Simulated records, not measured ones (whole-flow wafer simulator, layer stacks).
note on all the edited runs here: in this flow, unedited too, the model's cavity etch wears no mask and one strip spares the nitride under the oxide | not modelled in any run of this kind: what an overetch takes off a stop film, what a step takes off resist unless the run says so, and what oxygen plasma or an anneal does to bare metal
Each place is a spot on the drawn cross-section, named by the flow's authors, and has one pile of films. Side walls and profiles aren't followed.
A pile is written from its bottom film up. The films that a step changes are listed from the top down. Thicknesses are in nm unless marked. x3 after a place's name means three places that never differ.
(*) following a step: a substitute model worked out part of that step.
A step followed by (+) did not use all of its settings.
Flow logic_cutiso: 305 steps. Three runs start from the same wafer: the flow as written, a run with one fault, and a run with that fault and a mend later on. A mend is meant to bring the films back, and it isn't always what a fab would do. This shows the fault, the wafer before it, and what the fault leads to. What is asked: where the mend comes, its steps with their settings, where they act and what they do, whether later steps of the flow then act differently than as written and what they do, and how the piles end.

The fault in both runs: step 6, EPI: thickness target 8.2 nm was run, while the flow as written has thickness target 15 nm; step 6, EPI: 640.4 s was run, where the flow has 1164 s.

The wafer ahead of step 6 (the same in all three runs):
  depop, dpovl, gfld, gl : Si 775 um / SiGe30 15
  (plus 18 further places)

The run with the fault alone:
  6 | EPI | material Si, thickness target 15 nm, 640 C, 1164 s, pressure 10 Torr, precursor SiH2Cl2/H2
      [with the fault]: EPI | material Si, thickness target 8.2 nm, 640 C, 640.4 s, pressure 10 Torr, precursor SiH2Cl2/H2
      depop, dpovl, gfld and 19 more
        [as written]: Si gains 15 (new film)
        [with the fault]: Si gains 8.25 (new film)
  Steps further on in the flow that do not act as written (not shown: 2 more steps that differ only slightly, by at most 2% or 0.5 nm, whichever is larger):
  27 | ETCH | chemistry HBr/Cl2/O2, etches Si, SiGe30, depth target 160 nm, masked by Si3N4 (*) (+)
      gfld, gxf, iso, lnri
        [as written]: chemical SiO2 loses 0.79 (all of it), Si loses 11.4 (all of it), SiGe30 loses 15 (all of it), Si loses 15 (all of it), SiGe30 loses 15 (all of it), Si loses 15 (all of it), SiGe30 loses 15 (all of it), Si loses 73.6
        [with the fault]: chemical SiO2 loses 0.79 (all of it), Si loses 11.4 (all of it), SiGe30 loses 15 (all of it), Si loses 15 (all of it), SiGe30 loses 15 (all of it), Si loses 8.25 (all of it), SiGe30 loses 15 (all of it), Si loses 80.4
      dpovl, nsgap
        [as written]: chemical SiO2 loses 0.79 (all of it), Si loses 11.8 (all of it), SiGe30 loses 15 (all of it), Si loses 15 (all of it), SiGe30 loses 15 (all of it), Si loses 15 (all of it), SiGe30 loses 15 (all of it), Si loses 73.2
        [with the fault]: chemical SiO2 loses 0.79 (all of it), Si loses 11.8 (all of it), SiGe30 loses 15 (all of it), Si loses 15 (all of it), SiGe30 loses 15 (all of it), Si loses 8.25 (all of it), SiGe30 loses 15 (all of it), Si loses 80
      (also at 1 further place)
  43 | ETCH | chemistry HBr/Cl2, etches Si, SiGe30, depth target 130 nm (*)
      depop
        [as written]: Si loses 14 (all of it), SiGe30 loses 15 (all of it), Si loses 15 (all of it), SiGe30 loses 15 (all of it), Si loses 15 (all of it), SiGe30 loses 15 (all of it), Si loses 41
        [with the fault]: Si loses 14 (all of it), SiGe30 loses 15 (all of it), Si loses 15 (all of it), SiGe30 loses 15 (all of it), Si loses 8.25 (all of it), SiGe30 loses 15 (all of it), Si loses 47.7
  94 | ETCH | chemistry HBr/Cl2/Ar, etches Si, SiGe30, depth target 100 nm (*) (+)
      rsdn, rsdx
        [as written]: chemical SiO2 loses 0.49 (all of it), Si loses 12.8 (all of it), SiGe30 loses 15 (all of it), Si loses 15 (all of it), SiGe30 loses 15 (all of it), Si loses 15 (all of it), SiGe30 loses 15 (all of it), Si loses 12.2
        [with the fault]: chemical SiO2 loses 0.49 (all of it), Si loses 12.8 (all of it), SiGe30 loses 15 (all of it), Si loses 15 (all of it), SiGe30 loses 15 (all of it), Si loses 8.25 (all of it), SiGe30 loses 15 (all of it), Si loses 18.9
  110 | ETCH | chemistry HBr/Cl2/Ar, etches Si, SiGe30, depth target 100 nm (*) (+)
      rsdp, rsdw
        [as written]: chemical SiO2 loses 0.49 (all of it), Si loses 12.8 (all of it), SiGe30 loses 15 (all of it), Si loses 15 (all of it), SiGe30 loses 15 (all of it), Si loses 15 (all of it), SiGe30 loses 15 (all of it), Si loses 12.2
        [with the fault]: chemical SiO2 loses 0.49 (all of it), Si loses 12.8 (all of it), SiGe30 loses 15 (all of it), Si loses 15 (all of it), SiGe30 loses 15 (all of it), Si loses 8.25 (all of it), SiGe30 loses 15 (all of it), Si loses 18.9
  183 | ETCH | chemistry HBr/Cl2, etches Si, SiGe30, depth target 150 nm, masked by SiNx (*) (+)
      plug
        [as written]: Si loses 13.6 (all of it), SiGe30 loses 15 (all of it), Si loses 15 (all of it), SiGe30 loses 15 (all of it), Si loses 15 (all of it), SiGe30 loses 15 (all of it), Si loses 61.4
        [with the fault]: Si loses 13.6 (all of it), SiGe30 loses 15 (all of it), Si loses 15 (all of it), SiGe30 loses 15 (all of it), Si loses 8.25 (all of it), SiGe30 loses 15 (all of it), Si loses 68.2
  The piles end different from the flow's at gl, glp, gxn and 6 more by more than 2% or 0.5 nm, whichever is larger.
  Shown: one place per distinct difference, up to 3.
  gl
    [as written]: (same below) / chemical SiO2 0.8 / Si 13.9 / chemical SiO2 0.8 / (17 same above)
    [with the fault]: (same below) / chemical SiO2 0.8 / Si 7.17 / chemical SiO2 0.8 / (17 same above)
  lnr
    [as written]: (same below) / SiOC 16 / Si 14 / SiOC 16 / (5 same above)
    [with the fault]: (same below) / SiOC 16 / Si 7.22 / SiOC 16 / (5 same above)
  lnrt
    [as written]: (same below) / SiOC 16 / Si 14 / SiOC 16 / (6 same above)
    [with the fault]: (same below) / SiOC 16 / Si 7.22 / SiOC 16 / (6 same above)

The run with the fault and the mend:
  The mend stands after step 6.
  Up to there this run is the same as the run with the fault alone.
  6a | EPI | material Si, thickness target 6.8 nm, 640 C, 527.9 s, pressure 10 Torr, precursor SiH2Cl2/H2 (a further turn of the flow's step 6, with different settings)
      depop, dpovl, gfld and 19 more
        Si gains 6.8
  Later steps of the flow that are run all act as written at every place that is followed, up to a difference of at most 2% or 0.5 nm, whichever is larger.
  At the end the piles are close to the flow's at the places that both follow, differing by at most 2% or 0.5 nm, whichever is larger.
